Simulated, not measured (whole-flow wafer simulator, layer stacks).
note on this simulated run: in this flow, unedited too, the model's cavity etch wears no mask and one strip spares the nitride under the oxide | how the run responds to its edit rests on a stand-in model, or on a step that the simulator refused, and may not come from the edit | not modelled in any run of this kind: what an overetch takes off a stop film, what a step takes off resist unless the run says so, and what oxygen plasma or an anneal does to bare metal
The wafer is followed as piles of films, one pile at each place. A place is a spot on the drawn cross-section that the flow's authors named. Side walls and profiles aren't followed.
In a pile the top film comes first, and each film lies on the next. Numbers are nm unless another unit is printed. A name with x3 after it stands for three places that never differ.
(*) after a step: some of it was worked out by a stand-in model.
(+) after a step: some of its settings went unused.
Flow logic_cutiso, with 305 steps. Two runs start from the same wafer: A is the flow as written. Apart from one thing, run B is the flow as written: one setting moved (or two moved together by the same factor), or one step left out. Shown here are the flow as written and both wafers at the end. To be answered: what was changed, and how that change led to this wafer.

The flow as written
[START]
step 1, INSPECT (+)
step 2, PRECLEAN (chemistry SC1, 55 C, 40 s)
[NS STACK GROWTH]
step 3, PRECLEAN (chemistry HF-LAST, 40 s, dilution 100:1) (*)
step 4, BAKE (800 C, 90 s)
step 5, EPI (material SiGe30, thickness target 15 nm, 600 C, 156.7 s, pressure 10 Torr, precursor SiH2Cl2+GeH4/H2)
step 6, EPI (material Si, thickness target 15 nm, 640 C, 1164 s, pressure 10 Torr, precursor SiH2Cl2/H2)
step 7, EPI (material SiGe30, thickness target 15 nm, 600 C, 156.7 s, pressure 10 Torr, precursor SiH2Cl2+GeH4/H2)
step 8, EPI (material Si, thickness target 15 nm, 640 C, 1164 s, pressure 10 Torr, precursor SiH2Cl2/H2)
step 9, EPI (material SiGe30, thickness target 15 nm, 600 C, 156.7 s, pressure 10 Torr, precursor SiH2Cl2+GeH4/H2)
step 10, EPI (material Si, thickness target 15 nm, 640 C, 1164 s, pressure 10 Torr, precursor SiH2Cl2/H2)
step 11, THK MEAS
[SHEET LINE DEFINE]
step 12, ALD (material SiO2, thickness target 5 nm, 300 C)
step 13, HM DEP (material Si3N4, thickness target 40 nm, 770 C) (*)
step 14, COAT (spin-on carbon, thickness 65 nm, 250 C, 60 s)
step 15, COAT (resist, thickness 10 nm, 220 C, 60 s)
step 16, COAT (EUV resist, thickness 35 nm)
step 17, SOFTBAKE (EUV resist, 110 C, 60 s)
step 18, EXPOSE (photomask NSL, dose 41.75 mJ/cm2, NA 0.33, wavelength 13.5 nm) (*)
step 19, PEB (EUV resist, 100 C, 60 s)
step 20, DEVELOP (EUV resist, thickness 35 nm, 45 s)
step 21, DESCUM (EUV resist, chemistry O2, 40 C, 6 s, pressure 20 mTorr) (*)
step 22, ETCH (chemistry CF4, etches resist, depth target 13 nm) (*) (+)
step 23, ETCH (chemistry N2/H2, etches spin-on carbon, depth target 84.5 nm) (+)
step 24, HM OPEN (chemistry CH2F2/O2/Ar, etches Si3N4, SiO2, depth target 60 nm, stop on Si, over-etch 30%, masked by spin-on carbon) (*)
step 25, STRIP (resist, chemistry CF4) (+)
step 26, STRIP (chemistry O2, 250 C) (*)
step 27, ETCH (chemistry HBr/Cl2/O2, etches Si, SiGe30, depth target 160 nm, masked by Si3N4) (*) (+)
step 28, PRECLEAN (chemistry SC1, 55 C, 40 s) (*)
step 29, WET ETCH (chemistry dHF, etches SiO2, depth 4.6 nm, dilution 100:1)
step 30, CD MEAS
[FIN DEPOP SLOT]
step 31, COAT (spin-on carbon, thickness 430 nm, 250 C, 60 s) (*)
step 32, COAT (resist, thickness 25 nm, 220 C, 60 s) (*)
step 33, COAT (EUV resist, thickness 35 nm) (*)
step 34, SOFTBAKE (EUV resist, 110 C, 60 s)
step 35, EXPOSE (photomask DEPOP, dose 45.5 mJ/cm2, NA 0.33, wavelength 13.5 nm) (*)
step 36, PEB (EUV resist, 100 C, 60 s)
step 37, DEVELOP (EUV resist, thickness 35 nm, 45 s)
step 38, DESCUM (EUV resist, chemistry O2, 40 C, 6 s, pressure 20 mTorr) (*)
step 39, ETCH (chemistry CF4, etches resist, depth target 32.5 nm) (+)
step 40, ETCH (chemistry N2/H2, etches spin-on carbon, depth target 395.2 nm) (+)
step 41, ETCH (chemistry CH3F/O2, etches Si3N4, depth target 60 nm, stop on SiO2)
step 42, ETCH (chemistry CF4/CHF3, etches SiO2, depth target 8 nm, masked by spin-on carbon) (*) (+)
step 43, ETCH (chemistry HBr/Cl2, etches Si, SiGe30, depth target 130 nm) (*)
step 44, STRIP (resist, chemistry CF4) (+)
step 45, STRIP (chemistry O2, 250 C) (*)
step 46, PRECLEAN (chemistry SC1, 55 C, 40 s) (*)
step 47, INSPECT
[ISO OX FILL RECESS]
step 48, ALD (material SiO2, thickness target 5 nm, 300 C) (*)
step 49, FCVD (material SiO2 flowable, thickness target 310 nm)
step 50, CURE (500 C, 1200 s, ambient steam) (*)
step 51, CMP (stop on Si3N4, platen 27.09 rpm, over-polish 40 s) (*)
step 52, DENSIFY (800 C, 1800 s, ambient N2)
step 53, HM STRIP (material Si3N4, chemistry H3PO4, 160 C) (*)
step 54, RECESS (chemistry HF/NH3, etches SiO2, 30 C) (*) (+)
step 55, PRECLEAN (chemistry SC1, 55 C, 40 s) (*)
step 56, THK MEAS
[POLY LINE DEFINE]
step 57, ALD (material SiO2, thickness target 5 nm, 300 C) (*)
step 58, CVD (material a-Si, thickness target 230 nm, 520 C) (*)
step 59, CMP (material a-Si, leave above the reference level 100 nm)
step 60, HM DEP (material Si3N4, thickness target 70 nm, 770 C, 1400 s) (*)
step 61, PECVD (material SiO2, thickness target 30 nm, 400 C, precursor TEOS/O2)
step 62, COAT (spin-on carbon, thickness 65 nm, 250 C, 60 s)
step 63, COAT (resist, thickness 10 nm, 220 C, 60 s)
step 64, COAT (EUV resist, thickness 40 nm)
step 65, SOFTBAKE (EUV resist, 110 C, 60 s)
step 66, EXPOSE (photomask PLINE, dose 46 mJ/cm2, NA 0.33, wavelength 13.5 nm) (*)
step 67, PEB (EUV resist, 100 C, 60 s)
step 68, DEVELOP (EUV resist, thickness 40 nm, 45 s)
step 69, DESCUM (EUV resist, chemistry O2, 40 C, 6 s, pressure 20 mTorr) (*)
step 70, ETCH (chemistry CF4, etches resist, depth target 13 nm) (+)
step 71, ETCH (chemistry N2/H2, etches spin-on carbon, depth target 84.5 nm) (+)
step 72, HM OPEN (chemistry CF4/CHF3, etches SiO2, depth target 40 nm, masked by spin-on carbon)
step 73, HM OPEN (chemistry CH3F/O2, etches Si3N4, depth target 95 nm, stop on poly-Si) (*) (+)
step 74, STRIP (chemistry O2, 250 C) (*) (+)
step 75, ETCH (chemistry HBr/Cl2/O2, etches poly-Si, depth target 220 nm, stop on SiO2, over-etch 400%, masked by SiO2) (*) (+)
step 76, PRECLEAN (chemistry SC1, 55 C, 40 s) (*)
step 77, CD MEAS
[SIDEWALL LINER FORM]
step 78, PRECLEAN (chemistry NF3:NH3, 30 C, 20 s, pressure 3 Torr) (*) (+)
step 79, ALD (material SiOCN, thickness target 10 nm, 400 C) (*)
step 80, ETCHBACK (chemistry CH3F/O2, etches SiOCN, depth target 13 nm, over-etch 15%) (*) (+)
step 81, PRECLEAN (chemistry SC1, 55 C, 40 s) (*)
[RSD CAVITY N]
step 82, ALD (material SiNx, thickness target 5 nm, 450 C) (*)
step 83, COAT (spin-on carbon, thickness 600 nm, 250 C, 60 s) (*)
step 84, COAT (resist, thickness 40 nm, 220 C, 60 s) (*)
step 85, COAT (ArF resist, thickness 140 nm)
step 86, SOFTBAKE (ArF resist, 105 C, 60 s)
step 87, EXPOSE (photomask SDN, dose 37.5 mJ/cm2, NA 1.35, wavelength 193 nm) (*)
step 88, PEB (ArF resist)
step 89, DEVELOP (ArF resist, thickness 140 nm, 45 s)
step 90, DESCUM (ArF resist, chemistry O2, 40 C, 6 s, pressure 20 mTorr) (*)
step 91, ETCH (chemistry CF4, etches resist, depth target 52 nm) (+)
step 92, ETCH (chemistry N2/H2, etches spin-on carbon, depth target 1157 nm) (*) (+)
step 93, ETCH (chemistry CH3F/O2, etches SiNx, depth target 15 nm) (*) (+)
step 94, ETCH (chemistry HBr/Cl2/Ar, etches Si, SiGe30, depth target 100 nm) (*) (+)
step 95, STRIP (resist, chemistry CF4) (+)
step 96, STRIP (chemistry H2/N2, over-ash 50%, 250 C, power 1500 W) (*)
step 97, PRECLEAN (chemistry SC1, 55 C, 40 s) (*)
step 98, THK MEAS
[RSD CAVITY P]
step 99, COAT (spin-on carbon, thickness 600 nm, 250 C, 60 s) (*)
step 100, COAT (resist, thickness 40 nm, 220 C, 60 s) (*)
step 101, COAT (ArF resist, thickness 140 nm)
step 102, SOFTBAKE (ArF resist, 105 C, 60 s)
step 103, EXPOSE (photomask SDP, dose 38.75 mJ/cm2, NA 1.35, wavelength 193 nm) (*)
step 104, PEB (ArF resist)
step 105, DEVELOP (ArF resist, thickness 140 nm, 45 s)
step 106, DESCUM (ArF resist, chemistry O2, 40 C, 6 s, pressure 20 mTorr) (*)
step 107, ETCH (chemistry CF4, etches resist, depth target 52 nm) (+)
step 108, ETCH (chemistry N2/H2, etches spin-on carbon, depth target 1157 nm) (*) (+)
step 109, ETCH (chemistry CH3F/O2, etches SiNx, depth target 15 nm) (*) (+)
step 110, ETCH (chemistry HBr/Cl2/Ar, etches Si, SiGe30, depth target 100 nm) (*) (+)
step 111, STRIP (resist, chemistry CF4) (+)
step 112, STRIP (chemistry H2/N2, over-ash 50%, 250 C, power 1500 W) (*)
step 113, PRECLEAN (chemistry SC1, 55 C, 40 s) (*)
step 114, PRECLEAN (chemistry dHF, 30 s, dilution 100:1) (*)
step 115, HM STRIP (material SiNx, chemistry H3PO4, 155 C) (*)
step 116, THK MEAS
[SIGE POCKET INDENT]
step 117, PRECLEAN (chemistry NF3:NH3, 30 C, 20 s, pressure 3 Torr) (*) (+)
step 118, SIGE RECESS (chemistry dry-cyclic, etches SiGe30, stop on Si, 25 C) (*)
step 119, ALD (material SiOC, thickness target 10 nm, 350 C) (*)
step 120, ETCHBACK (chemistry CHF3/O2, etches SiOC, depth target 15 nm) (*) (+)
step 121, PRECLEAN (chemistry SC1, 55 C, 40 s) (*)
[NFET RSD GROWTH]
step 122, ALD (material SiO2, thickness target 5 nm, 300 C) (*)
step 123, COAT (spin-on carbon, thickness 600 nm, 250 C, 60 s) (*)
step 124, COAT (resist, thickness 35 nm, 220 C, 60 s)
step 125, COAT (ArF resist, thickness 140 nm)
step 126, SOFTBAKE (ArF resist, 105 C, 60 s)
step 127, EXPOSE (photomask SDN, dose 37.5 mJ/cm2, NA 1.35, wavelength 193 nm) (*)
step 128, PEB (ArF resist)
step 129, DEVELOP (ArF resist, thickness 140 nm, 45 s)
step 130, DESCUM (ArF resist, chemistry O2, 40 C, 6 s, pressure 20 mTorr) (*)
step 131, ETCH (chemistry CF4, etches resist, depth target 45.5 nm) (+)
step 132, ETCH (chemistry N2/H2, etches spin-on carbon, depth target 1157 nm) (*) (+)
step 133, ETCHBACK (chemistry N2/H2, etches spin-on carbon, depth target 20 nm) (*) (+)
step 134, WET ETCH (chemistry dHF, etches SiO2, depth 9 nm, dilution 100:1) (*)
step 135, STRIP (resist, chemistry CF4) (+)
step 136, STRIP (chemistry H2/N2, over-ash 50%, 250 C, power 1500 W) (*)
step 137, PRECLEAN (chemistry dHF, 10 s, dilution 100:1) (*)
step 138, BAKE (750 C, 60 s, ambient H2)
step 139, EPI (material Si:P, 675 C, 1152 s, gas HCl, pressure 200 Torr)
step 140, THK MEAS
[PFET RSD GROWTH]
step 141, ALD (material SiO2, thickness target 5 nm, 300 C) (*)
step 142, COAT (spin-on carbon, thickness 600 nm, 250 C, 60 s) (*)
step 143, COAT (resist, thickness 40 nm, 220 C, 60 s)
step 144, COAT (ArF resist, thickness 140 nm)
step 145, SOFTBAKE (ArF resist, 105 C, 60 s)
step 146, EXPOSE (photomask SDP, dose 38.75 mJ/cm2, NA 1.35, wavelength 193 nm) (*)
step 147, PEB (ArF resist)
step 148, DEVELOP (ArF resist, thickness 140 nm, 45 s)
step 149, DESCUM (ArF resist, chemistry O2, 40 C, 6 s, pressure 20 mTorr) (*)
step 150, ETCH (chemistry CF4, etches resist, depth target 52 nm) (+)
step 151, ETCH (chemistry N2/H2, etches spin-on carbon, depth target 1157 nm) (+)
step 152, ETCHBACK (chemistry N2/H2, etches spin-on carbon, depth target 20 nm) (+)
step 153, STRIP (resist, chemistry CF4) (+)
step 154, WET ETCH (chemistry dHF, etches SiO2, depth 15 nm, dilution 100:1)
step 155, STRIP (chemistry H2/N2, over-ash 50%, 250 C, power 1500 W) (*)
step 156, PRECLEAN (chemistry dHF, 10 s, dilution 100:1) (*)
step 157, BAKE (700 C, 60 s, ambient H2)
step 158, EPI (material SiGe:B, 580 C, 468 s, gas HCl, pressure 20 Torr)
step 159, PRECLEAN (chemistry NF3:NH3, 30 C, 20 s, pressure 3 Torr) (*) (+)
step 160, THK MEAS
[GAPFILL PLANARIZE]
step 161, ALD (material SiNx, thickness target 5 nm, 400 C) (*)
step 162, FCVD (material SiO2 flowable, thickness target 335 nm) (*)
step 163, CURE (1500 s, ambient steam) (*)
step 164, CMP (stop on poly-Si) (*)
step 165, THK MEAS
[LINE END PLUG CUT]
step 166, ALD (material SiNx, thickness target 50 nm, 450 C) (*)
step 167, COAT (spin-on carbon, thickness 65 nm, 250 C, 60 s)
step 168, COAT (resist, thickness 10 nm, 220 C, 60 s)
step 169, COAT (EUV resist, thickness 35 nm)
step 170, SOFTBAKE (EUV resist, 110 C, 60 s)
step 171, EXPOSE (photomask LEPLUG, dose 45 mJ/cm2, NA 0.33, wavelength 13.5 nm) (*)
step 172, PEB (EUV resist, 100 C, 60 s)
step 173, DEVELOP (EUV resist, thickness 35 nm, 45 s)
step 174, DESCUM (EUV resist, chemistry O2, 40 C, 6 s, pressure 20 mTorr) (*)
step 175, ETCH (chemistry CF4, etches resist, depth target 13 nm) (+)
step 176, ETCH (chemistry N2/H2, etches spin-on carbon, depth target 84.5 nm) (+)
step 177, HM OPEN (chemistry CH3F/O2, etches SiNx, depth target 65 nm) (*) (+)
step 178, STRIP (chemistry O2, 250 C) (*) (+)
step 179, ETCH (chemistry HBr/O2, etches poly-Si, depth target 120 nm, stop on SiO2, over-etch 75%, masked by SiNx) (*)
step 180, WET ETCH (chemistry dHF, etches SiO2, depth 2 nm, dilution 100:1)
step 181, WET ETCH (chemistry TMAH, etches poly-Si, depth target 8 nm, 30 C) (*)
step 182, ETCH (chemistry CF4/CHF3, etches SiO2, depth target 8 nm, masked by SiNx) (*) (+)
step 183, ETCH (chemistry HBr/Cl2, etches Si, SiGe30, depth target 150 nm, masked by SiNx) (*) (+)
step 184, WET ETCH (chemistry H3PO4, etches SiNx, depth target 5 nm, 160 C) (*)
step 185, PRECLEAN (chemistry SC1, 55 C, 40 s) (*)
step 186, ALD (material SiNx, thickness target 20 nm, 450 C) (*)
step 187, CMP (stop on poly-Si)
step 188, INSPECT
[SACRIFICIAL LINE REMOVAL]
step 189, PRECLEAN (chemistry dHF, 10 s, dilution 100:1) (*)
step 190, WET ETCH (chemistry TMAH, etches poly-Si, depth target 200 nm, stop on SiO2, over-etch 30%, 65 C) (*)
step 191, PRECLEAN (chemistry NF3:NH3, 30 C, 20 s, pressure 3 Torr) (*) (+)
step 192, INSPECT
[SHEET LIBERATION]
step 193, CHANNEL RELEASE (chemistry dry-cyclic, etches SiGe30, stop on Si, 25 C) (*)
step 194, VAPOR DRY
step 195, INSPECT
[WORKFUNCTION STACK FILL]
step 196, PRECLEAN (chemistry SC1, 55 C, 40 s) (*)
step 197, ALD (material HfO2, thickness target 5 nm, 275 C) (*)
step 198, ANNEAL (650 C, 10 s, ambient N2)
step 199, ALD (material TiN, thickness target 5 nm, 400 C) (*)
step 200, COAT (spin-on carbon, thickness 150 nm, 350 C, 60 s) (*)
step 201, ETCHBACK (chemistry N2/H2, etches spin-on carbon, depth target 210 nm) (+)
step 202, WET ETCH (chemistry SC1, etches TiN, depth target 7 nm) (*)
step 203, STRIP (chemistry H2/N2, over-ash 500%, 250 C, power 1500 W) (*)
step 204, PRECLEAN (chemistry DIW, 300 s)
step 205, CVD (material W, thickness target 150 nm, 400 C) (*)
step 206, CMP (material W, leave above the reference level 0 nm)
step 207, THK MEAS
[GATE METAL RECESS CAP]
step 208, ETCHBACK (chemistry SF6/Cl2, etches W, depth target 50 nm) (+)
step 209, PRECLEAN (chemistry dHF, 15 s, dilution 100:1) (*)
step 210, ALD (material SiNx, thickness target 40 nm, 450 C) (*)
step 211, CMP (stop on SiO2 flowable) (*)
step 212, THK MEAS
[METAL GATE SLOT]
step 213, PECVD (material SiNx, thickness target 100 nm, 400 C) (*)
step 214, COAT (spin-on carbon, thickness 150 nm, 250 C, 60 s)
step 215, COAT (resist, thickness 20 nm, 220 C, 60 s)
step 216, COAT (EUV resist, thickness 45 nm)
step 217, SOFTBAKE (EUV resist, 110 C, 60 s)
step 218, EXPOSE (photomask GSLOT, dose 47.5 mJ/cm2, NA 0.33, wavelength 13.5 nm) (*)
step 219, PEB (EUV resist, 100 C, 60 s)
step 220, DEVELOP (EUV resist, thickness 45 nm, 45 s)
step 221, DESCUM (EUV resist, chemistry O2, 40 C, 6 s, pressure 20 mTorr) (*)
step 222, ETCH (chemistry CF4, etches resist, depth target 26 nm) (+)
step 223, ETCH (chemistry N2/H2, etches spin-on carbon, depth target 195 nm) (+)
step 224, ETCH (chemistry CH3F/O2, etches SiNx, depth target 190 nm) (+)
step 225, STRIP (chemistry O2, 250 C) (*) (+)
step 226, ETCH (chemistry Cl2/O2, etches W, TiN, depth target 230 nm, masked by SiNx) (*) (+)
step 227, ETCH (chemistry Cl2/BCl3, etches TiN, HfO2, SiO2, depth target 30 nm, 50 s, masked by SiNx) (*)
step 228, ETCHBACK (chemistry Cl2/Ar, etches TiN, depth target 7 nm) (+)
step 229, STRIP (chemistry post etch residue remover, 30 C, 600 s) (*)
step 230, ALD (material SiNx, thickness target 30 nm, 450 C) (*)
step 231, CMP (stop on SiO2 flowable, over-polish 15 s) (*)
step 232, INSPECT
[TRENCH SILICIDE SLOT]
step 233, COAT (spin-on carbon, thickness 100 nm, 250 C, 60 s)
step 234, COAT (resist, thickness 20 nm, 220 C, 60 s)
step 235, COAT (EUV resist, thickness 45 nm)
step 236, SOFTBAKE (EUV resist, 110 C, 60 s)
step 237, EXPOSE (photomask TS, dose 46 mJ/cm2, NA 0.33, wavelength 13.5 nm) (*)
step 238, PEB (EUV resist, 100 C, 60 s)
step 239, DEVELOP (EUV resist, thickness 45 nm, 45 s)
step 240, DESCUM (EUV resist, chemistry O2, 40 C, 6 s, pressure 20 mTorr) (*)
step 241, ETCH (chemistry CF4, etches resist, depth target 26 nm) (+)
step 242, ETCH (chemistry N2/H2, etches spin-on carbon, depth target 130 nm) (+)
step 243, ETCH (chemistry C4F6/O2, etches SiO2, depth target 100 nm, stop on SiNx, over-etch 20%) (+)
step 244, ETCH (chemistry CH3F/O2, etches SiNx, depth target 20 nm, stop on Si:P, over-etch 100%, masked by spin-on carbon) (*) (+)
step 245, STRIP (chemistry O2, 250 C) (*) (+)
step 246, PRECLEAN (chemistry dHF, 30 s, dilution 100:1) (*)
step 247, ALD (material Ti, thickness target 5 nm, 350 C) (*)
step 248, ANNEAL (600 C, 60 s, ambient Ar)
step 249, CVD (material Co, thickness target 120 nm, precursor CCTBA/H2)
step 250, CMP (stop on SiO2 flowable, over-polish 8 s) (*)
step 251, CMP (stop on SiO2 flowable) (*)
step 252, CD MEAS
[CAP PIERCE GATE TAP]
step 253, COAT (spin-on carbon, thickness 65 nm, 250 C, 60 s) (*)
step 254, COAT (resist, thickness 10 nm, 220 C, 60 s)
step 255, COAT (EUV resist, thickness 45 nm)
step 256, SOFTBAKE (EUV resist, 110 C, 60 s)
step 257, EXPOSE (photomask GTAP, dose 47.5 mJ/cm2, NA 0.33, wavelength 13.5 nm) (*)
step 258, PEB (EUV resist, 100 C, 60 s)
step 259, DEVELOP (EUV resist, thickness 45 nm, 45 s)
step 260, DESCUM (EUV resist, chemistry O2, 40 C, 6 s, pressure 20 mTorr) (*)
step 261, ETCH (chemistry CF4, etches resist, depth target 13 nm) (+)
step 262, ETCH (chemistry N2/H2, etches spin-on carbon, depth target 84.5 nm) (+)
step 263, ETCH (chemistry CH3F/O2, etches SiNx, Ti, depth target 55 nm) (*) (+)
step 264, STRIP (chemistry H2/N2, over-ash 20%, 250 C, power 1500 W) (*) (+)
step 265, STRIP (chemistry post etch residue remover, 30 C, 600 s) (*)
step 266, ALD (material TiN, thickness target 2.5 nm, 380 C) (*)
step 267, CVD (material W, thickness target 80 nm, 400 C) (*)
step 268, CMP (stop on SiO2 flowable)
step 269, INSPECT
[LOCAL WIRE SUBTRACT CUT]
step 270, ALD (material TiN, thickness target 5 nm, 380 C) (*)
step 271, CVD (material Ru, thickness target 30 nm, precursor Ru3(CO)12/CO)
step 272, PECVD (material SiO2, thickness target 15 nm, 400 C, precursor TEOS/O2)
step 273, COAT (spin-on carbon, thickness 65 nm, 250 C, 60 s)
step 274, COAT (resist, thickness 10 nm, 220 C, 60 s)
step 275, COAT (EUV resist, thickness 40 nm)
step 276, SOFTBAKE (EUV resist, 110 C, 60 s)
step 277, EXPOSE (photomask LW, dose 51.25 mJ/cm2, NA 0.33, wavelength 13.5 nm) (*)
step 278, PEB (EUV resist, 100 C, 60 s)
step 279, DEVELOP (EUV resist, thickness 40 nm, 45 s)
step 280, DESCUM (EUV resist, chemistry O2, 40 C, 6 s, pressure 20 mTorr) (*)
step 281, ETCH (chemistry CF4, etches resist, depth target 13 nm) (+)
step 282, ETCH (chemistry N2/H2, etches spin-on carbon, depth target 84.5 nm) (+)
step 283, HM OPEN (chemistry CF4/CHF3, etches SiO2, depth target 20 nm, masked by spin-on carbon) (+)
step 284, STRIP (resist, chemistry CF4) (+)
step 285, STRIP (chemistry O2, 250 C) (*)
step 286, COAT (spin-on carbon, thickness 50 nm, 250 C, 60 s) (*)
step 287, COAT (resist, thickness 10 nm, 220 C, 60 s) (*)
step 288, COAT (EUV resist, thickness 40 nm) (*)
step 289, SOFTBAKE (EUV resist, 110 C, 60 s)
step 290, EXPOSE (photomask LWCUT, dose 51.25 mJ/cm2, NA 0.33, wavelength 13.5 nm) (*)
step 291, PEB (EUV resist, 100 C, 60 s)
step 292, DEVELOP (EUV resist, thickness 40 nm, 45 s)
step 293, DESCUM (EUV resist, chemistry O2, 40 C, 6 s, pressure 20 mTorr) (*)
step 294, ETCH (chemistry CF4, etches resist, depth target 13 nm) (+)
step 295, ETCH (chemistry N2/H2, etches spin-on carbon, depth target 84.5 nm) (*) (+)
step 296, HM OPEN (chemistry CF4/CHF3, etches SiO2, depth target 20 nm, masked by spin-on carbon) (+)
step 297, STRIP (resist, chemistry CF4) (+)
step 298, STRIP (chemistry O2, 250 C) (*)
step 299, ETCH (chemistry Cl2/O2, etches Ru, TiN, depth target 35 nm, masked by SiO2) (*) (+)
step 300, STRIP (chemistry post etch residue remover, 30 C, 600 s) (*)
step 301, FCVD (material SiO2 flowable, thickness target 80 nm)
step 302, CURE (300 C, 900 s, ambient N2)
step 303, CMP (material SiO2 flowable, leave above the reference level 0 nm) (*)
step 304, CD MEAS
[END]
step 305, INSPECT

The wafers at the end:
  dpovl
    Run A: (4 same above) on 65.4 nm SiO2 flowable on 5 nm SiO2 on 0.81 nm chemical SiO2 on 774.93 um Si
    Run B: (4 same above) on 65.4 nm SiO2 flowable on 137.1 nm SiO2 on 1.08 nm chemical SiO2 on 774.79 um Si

Cause: step 40, ETCH: depth target 533.5 nm was run, whereas the flow has depth target 395.2 nm.

How this came from the change, step by step:
  step 40, ETCH (chemistry N2/H2, etches spin-on carbon, depth target 395.2 nm) (+)
      dpovl: A spin-on carbon loses 395.2 | B spin-on carbon loses 499.9 (all of it)
      gfld, gl, glp and 17 more: A EUV resist loses 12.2 (all of it), resist loses 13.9 | B EUV resist loses 12.2 (all of it), resist loses 17.6
      (as well as at 1 more place)
  step 41, ETCH (chemistry CH3F/O2, etches Si3N4, depth target 60 nm, stop on SiO2)
      dpovl: A spin-on carbon loses 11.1 | B Si loses 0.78
      depop: A Si3N4 loses 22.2 (all of it), SiO2 loses 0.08 | B Si3N4 loses 21.1 (all of it), SiO2 loses 0.08
  step 42, ETCH (chemistry CF4/CHF3, etches SiO2, depth target 8 nm, masked by spin-on carbon) (*) (+)
      dpovl: A spin-on carbon loses 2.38 | B Si loses 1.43
      gfld: A resist loses 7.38 | B resist loses 4.21 (all of it), spin-on carbon loses 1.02
      (as well as at 19 more places)
  step 43, ETCH (chemistry HBr/Cl2, etches Si, SiGe30, depth target 130 nm) (*)
      dpovl: A spin-on carbon loses 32 | B Si loses 130
  step 45, STRIP (chemistry O2, 250 C) (*)
      dpovl: A chemical SiO2 gains 0.82 (new film), spin-on carbon loses 59.3 (all of it), Si loses 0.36 | B chemical SiO2 gains 1.13 (new film), Si loses 0.5
  step 48, ALD (material SiO2, thickness target 5 nm, 300 C) (*)
      dpovl: A SiO2 gains 5 (new film) | B SiO2 gains 137.1 (new film)
  step 52, DENSIFY (800 C, 1800 s, ambient N2)
      nsgap: A SiO2 flowable loses 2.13 | B SiO2 flowable loses 2.84
